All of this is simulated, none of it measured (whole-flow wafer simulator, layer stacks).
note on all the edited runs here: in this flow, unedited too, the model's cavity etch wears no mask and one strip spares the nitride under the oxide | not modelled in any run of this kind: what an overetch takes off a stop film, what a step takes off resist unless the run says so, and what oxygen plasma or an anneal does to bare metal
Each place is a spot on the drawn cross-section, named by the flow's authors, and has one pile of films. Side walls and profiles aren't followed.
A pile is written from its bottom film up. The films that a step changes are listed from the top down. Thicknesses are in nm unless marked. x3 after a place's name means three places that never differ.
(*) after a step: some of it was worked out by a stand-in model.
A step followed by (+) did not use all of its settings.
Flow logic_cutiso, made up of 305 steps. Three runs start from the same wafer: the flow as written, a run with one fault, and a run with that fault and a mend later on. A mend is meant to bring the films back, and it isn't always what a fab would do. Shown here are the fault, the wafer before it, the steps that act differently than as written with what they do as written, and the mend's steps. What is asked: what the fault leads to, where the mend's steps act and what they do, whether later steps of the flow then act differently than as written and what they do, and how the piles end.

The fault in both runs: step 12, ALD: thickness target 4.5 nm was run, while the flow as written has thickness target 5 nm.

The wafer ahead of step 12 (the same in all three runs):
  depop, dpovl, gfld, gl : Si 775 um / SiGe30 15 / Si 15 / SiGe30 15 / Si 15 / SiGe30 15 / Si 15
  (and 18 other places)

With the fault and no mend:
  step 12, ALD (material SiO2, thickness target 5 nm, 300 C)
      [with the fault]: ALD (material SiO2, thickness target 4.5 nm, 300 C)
      at every place that is followed, does what it does as written, but for slight differences, by at most 2% or 0.5 nm, whichever is larger
  Later steps of the flow acting differently than as written (not shown: 10 more steps that differ only slightly, by at most 2% or 0.5 nm, whichever is larger):
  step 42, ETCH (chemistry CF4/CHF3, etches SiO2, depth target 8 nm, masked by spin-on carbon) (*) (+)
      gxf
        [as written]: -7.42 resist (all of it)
        [with the fault]: -6.62 resist
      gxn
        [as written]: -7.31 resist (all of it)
        [with the fault]: -6.62 resist
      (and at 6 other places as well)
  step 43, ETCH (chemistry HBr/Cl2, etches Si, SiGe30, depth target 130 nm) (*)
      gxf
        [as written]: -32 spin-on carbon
        [with the fault]: -0.79 resist (all of it), -30.9 spin-on carbon
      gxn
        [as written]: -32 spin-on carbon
        [with the fault]: -0.68 resist (all of it), -31 spin-on carbon
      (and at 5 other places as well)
  The piles end only slightly different from the flow's at the places that both follow, by no more than 2% or 0.5 nm, whichever is larger.

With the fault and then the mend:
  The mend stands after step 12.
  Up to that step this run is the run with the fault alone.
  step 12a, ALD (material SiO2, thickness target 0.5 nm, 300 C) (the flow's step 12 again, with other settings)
      depop, dpovl, gfld and 19 more
        +0.5 SiO2
  None of the later steps of the flow differs from how it acts as written, at any place that is followed, by more than 2% or 0.5 nm, whichever is larger.
  The piles end the same as the flow's at every place that both follow.
